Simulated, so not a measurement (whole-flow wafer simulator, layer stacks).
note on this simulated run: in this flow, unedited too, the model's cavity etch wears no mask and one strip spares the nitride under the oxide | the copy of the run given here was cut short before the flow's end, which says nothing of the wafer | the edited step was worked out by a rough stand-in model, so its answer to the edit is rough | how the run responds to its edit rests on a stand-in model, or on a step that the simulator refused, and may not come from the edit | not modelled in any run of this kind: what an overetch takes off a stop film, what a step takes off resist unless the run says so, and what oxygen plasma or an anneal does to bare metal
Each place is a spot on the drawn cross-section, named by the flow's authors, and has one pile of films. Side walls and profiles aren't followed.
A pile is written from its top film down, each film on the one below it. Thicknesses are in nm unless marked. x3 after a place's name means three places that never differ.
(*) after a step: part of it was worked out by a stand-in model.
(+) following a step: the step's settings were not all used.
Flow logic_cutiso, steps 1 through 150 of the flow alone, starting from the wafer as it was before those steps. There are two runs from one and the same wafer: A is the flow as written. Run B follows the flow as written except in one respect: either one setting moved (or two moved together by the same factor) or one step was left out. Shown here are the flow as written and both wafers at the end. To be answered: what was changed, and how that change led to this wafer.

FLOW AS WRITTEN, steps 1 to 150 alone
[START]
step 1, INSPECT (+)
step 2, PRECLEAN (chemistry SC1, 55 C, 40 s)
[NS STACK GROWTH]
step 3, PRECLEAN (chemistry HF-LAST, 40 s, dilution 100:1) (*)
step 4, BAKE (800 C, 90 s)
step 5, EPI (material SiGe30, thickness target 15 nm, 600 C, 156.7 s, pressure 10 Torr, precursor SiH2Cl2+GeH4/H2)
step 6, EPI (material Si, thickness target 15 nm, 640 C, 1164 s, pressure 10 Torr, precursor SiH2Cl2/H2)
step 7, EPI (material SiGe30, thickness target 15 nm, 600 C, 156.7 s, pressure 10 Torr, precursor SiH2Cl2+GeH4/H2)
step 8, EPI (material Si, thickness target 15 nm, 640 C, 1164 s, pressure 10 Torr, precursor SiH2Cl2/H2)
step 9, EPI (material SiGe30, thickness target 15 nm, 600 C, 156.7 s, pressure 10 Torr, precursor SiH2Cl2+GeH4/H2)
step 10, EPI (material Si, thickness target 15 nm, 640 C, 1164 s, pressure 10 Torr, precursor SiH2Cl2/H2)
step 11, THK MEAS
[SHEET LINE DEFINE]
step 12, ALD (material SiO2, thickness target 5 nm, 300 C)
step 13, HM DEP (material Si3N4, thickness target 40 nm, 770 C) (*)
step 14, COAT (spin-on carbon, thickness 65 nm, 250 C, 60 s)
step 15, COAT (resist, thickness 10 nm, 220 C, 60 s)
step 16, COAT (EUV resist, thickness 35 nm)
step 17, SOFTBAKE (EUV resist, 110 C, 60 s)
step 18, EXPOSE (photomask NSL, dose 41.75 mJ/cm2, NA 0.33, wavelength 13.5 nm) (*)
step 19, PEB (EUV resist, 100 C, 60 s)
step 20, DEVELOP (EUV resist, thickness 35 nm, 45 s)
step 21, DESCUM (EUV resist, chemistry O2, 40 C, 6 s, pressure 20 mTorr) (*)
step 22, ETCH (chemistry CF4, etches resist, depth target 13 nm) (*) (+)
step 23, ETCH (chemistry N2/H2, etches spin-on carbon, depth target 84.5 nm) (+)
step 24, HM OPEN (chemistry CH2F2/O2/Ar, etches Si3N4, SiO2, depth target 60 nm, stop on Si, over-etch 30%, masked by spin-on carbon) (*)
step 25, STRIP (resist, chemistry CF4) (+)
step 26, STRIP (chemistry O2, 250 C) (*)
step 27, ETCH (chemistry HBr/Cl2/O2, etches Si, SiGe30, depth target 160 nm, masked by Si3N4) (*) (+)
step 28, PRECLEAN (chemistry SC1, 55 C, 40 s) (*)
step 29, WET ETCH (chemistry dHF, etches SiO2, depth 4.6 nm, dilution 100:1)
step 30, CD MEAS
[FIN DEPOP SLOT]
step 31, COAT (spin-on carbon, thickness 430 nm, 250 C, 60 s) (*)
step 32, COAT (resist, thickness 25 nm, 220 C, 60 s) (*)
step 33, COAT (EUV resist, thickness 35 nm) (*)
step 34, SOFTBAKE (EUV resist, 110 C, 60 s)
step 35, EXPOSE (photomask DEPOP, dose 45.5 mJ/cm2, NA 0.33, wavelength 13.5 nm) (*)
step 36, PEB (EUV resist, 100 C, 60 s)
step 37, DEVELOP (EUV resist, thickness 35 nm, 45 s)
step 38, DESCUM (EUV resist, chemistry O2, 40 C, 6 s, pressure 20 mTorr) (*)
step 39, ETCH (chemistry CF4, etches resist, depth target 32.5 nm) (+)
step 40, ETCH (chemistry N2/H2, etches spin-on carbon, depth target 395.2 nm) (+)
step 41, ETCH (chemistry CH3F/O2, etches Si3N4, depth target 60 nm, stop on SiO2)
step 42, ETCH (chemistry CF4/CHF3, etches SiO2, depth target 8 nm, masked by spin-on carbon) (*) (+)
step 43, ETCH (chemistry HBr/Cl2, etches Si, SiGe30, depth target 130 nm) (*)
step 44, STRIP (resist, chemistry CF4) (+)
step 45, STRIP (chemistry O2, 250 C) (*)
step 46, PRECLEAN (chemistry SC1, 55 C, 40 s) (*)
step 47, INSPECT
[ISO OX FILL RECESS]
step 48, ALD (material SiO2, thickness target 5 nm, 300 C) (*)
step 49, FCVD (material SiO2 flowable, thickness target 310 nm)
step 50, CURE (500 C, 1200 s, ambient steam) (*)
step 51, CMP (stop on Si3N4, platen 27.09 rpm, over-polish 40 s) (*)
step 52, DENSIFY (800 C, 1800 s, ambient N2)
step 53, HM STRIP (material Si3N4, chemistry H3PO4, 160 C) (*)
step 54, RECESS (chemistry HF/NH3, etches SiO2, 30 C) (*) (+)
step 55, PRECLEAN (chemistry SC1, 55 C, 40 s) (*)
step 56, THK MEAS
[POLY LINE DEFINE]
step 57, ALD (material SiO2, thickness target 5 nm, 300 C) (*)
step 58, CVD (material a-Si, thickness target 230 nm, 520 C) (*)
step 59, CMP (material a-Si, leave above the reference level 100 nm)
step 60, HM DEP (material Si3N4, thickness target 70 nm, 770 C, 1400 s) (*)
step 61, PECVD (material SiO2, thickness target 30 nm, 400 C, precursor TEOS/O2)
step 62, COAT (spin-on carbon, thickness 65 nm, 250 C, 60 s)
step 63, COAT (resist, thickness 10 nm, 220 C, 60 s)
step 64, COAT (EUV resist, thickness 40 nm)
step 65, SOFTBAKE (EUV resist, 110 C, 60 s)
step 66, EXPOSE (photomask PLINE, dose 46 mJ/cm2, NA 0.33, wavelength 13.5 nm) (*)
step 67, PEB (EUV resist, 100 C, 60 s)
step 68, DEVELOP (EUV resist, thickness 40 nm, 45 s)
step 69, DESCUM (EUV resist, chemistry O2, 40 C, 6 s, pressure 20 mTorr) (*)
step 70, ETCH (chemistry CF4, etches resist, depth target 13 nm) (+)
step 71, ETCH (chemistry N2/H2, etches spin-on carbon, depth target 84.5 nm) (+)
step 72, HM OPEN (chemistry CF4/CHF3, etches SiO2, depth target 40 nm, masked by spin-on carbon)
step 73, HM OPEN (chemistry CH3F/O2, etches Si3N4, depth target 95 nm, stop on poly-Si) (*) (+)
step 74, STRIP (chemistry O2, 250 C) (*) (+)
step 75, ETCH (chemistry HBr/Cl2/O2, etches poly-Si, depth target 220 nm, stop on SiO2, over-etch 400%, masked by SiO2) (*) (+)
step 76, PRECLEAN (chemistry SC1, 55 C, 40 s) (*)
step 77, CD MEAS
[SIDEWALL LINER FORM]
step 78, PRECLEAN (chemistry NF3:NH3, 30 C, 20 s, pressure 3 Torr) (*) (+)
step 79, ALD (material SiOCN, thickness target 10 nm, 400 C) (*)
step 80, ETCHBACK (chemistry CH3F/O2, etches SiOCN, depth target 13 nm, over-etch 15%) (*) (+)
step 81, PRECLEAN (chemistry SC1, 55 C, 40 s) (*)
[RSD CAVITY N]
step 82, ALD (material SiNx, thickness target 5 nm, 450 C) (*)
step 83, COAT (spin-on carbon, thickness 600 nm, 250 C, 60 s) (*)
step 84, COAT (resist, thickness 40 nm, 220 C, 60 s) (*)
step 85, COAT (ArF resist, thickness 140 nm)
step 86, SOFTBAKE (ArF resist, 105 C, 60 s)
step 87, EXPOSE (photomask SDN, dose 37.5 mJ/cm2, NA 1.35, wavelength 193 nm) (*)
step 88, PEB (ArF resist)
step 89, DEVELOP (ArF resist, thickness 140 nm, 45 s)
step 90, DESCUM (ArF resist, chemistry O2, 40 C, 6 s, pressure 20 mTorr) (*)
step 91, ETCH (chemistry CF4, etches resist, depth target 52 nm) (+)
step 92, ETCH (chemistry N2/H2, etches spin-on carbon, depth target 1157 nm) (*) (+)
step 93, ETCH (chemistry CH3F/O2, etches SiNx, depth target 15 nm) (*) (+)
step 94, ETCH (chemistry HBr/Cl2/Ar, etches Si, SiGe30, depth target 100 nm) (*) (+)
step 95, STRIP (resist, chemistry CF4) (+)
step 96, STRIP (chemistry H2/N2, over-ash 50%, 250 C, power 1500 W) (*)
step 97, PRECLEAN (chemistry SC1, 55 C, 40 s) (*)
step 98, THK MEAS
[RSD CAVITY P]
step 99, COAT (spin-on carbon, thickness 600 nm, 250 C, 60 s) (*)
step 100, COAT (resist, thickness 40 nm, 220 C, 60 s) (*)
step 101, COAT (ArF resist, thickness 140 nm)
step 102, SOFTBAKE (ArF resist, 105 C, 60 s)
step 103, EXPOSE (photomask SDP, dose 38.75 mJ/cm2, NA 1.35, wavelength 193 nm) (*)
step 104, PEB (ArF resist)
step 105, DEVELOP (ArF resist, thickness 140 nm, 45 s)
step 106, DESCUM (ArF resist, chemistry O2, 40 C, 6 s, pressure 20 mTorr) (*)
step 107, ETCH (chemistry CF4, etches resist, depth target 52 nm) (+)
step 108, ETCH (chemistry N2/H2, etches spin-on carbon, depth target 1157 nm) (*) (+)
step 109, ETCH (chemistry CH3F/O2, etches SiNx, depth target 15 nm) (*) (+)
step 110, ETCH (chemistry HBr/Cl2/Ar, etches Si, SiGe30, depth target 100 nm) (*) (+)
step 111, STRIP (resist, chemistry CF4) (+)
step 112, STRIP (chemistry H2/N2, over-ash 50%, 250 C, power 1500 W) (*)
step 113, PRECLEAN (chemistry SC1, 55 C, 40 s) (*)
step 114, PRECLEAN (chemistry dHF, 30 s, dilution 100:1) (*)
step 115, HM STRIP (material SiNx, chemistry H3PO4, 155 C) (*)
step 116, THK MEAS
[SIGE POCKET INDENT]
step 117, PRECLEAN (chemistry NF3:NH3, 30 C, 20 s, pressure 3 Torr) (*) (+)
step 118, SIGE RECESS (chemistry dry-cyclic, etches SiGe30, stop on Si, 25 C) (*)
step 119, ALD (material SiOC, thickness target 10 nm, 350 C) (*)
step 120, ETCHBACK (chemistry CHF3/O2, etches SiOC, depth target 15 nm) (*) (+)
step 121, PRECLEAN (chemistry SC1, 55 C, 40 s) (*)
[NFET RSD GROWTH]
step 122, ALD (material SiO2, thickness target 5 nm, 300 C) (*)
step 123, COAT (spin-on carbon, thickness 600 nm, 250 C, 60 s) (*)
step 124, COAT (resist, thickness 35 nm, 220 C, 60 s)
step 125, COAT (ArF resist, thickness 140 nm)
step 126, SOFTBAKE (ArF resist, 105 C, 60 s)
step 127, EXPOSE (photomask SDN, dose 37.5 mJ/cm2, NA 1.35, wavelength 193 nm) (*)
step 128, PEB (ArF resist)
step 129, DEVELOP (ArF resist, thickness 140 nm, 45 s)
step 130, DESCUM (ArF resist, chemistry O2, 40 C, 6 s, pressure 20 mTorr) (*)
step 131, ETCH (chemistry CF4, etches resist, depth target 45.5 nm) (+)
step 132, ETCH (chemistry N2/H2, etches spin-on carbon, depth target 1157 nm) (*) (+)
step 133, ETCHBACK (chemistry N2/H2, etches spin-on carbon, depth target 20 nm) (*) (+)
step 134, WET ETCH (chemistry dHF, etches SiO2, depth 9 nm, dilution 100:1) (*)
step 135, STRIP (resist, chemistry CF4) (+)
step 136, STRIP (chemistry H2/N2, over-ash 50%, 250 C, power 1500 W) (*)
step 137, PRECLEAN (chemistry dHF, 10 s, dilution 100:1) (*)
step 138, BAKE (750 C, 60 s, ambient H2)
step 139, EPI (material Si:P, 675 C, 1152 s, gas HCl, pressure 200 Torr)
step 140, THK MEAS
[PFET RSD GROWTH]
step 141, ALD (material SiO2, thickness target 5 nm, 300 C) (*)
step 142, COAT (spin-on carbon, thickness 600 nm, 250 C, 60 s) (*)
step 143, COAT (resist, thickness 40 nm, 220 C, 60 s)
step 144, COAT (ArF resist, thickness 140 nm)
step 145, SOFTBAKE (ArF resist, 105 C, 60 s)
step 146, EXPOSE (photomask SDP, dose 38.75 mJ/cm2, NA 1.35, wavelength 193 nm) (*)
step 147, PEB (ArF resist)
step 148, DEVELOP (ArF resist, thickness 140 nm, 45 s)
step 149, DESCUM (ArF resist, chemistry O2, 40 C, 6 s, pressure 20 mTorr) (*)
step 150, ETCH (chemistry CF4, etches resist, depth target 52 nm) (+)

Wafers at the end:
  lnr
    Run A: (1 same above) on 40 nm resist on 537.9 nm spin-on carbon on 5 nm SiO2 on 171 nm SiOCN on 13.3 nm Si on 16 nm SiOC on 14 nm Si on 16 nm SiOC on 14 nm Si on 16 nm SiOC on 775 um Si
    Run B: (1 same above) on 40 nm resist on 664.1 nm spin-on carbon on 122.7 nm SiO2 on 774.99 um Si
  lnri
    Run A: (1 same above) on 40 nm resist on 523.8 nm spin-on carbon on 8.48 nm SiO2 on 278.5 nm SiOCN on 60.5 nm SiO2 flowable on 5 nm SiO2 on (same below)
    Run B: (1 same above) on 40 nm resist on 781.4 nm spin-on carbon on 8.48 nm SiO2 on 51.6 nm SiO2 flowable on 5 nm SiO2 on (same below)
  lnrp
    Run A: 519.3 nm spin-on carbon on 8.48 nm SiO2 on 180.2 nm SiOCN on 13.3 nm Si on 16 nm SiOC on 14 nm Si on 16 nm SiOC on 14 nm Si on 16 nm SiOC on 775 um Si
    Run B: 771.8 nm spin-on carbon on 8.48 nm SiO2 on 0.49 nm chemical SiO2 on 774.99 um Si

The reason: step 79, ALD: thickness target 6.5 nm was run, while the flow as written has thickness target 10 nm.

Step by step, how the change led to this:
  step 79, ALD (material SiOCN, thickness target 10 nm, 400 C) (*)
      depop, dpovl, gfld and 19 more: A +10 SiOCN (new film) | B +6.5 SiOCN (new film)
  step 80, ETCHBACK (chemistry CH3F/O2, etches SiOCN, depth target 13 nm, over-etch 15%) (*) (+)
      lnr, lnrp, lnrt: A +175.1 SiOCN | B -6.5 SiOCN (all of it), -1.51 Si
      lnri: A +271.9 SiOCN | B -6.5 SiOCN (all of it), -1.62 SiO2 flowable
      (also at 18 further places)
  step 83, COAT (spin-on carbon, thickness 600 nm, 250 C, 60 s) (*)
      gl, glp, gxn, gxp, tap: A +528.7 spin-on carbon (new film) | B +508.6 spin-on carbon (new film)
      rsdn, rsdp, rsdw: A +716.5 spin-on carbon (new film) | B +696.4 spin-on carbon (new film)
      (also at 9 further places)
  step 92, ETCH (chemistry N2/H2, etches spin-on carbon, depth target 1157 nm) (*) (+)
      gl, gxn, tap: A -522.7 spin-on carbon (all of it), -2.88 SiNx | B -502.6 spin-on carbon (all of it), -5 SiNx (all of it), -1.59 SiO2
      depop, dpovl, gfld and 12 more: A -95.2 ArF resist (all of it), -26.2 resist | B -95.2 ArF resist (all of it), -35.1 resist
      (also at 4 further places)
  step 93, ETCH (chemistry CH3F/O2, etches SiNx, depth target 15 nm) (*) (+)
      gl, gxn, tap: A -2.12 SiNx (all of it), -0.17 SiO2 | B -0.14 SiO2
      lnr, lnrt: A -2.15 SiNx (all of it), -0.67 SiOCN | B -1.25 SiNx (all of it), -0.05 chemical SiO2
      (also at 2 further places)
  step 94, ETCH (chemistry HBr/Cl2/Ar, etches Si, SiGe30, depth target 100 nm) (*) (+)
      lnr, lnrt: A nothing | B -0.44 chemical SiO2 (all of it), -12 Si (all of it), -15 SiGe30 (all of it), -15 Si (all of it), -15 SiGe30 (all of it), -15 Si (all of it), -15 SiGe30 (all of it), -13 Si
      rsdn, rsdx: A -0.49 chemical SiO2 (all of it), -12.8 Si (all of it), -15 SiGe30 (all of it), -15 Si (all of it), -15 SiGe30 (all of it), -15 Si (all of it), -15 SiGe30 (all of it), -12.2 Si | B -0.44 chemical SiO2 (all of it), -12 Si (all of it), -15 SiGe30 (all of it), -15 Si (all of it), -15 SiGe30 (all of it), -15 Si (all of it), -15 SiGe30 (all of it), -13 Si
  step 95, STRIP (resist, chemistry CF4) (+)
      depop, dpovl, isow, ns, nsgap: A -13 resist (all of it) | B -4.53 resist (all of it)
      gfld, lnri: A -13 resist (all of it) | B -4.6 resist (all of it)
      (also at 8 further places)
  step 96, STRIP (chemistry H2/N2, over-ash 50%, 250 C, power 1500 W) (*)
      gfld, gxf: A -528.6 spin-on carbon (all of it) | B -508.5 spin-on carbon (all of it)
      glp, gxp: A -528.7 spin-on carbon (all of it) | B -508.6 spin-on carbon (all of it)
      (also at 6 further places)
  step 99, COAT (spin-on carbon, thickness 600 nm, 250 C, 60 s) (*)
      gl, gxn: A +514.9 spin-on carbon (new film) | B +488.1 spin-on carbon (new film)
      glp, gxp: A +509.9 spin-on carbon (new film) | B +481.6 spin-on carbon (new film)
      (also at 13 further places)
  step 108, ETCH (chemistry N2/H2, etches spin-on carbon, depth target 1157 nm) (*) (+)
      glp, gxp: A -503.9 spin-on carbon (all of it), -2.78 SiNx | B -475.5 spin-on carbon (all of it), -5 SiNx (all of it), -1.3 SiO2
      depop, dpovl, gfld and 14 more: A -95.2 ArF resist (all of it), -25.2 resist | B -95.2 ArF resist (all of it), -33.6 resist
      (also at 3 further places)
  step 109, ETCH (chemistry CH3F/O2, etches SiNx, depth target 15 nm) (*) (+)
      glp, gxp: A -2.22 SiNx (all of it), -0.17 SiO2 | B -0.16 SiO2
      rsdp, rsdw: A -4.26 SiNx (all of it) | B -1.39 SiNx (all of it), -0.06 chemical SiO2
      (also at 1 further place)
  step 110, ETCH (chemistry HBr/Cl2/Ar, etches Si, SiGe30, depth target 100 nm) (*) (+)
      lnrp: A nothing | B -0.44 chemical SiO2 (all of it), -12 Si (all of it), -15 SiGe30 (all of it), -15 Si (all of it), -15 SiGe30 (all of it), -15 Si (all of it), -15 SiGe30 (all of it), -13 Si
      rsdp, rsdw: A -0.49 chemical SiO2 (all of it), -12.8 Si (all of it), -15 SiGe30 (all of it), -15 Si (all of it), -15 SiGe30 (all of it), -15 Si (all of it), -15 SiGe30 (all of it), -12.2 Si | B -0.44 chemical SiO2 (all of it), -12 Si (all of it), -15 SiGe30 (all of it), -15 Si (all of it), -15 SiGe30 (all of it), -15 Si (all of it), -15 SiGe30 (all of it), -13 Si
  step 111, STRIP (resist, chemistry CF4) (+)
      depop, dpovl, isow, ns, nsgap: A -14 resist (all of it) | B -5.95 resist (all of it)
      gxn, lnr, lnrt: A -14.1 resist (all of it) | B -6.05 resist (all of it)
      (also at 9 further places)
  step 112, STRIP (chemistry H2/N2, over-ash 50%, 250 C, power 1500 W) (*)
      gl, gxn: A -514.9 spin-on carbon (all of it) | B -488.1 spin-on carbon (all of it)
      lnr, lnrt: A -517.6 spin-on carbon (all of it) | B -774.4 spin-on carbon (all of it)
      (also at 8 further places)
  step 114, PRECLEAN (chemistry dHF, 30 s, dilution 100:1) (*)
      lnr, lnrt: A -0.49 SiOCN | B -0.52 chemical SiO2 (all of it)
  step 115, HM STRIP (material SiNx, chemistry H3PO4, 155 C) (*)
      lnr, lnrp, lnrt: A -0.58 SiOCN | B +0.5 chemical SiO2 (new film), -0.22 Si
  ... 12 further steps ...
  step 142, COAT (spin-on carbon, thickness 600 nm, 250 C, 60 s) (*)
      gfld, gxf, plug: A +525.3 spin-on carbon (new film) | B +496.4 spin-on carbon (new film)
      gl, tap: A +547.8 spin-on carbon (new film) | B +518.4 spin-on carbon (new film)
      (also at 12 further places)
